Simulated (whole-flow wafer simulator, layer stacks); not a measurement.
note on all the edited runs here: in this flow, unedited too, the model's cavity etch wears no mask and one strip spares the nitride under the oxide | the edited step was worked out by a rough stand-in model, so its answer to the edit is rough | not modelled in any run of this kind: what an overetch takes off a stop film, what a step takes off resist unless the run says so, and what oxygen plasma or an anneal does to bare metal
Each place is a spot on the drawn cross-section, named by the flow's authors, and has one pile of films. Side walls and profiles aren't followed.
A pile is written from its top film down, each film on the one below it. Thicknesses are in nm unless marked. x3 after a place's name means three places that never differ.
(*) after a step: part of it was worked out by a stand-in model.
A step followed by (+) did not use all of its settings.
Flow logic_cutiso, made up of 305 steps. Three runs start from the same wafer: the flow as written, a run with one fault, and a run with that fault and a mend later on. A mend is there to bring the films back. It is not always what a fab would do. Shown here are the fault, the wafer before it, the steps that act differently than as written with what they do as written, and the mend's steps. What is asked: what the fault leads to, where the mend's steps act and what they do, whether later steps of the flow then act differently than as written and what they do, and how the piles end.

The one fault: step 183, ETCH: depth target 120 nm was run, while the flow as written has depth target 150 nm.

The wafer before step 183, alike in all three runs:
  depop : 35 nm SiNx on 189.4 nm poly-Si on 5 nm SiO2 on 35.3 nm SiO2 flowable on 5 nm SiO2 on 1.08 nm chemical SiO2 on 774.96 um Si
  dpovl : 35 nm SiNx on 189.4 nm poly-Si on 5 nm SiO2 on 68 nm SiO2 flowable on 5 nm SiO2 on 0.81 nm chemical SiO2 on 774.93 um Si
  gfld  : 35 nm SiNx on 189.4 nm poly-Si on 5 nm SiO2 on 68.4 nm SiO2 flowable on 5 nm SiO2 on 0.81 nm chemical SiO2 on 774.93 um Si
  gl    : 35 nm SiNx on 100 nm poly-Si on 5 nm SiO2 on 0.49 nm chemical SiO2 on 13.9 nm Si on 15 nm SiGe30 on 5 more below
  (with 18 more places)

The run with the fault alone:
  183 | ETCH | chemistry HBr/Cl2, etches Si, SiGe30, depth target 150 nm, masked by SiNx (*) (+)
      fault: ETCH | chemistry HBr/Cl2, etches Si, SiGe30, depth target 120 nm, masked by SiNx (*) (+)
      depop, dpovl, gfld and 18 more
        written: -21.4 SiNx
        fault: -17.1 SiNx
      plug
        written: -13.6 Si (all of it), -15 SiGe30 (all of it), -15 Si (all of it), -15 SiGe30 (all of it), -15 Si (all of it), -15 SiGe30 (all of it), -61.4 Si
        fault: -13.6 Si (all of it), -15 SiGe30 (all of it), -15 Si (all of it), -15 SiGe30 (all of it), -15 Si (all of it), -15 SiGe30 (all of it), -31.4 Si
  Later steps of the flow acting differently than as written:
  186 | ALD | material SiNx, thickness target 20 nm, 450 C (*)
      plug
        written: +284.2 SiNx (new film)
        fault: +258.5 SiNx (new film)
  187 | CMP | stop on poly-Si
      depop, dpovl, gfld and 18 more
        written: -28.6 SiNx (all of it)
        fault: -32.9 SiNx (all of it)
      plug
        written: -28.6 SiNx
        fault: -32.9 SiNx
  By the end, the piles at plug depart from the flow's by more than 2% or 0.5 nm, whichever is larger.
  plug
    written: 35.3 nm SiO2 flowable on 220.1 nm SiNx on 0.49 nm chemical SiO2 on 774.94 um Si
    fault: 35.3 nm SiO2 flowable on 190.1 nm SiNx on 0.49 nm chemical SiO2 on 774.97 um Si

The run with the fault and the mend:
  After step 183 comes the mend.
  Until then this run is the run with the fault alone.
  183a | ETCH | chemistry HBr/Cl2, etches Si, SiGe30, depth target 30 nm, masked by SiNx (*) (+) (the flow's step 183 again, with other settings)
      depop, dpovl, gfld and 18 more
        -4.29 SiNx
      plug
        -30 Si
  Every later step of the flow that is run acts as written at every place that is followed.
  The piles end the same as the flow's at every place that both follow.
